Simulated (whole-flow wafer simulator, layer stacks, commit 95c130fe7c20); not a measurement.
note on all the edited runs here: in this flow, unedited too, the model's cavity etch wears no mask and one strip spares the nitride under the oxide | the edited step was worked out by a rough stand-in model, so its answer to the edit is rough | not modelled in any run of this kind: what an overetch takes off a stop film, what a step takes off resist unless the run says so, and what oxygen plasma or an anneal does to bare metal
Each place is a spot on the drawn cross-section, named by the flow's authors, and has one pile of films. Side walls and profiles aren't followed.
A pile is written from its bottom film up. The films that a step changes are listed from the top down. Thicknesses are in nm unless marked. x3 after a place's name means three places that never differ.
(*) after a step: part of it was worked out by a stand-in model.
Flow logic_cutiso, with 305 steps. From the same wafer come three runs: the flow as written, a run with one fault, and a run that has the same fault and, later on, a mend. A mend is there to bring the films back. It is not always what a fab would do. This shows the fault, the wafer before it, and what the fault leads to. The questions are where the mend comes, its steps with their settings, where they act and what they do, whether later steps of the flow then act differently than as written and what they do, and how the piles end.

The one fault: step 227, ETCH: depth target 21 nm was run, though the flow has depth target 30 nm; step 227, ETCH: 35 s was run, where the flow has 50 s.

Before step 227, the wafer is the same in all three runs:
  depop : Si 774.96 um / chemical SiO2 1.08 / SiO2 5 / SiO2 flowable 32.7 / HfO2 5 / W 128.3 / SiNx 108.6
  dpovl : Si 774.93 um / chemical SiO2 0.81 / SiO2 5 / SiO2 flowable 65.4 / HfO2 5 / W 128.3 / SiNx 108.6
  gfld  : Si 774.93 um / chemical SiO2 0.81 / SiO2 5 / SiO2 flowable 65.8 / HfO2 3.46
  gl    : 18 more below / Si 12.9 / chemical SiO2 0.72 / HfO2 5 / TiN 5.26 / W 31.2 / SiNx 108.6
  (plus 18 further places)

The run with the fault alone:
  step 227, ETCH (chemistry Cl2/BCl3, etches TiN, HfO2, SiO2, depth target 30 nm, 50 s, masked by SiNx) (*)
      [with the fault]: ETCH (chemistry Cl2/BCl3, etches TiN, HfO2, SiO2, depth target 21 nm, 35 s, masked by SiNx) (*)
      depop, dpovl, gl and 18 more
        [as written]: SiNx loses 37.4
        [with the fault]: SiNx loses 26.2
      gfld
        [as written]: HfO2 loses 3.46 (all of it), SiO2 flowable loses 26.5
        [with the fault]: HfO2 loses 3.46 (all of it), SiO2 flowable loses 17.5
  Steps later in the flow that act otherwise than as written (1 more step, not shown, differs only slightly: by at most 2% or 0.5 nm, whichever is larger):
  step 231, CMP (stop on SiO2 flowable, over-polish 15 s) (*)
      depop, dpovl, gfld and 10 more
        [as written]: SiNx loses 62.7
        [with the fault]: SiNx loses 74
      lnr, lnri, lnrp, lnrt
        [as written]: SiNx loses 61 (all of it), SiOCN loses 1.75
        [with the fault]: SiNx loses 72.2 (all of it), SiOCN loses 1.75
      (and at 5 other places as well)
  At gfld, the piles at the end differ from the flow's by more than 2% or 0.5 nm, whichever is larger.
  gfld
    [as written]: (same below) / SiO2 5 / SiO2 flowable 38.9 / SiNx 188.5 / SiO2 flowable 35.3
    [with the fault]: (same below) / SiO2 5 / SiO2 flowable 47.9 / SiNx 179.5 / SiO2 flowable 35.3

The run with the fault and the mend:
  The mend follows step 227.
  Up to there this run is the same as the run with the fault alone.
  step 227a, ETCH (chemistry Cl2/BCl3, etches TiN, HfO2, SiO2, depth target 9 nm, 15 s, masked by SiNx) (*) (a further turn of the flow's step 227, with different settings)
      depop, dpovl, gl and 18 more
        SiNx loses 11.2
      gfld
        SiO2 flowable loses 9
  Every later step of the flow that is run acts as written at every place that is followed.
  The piles end the same as the flow's at every place that both follow.
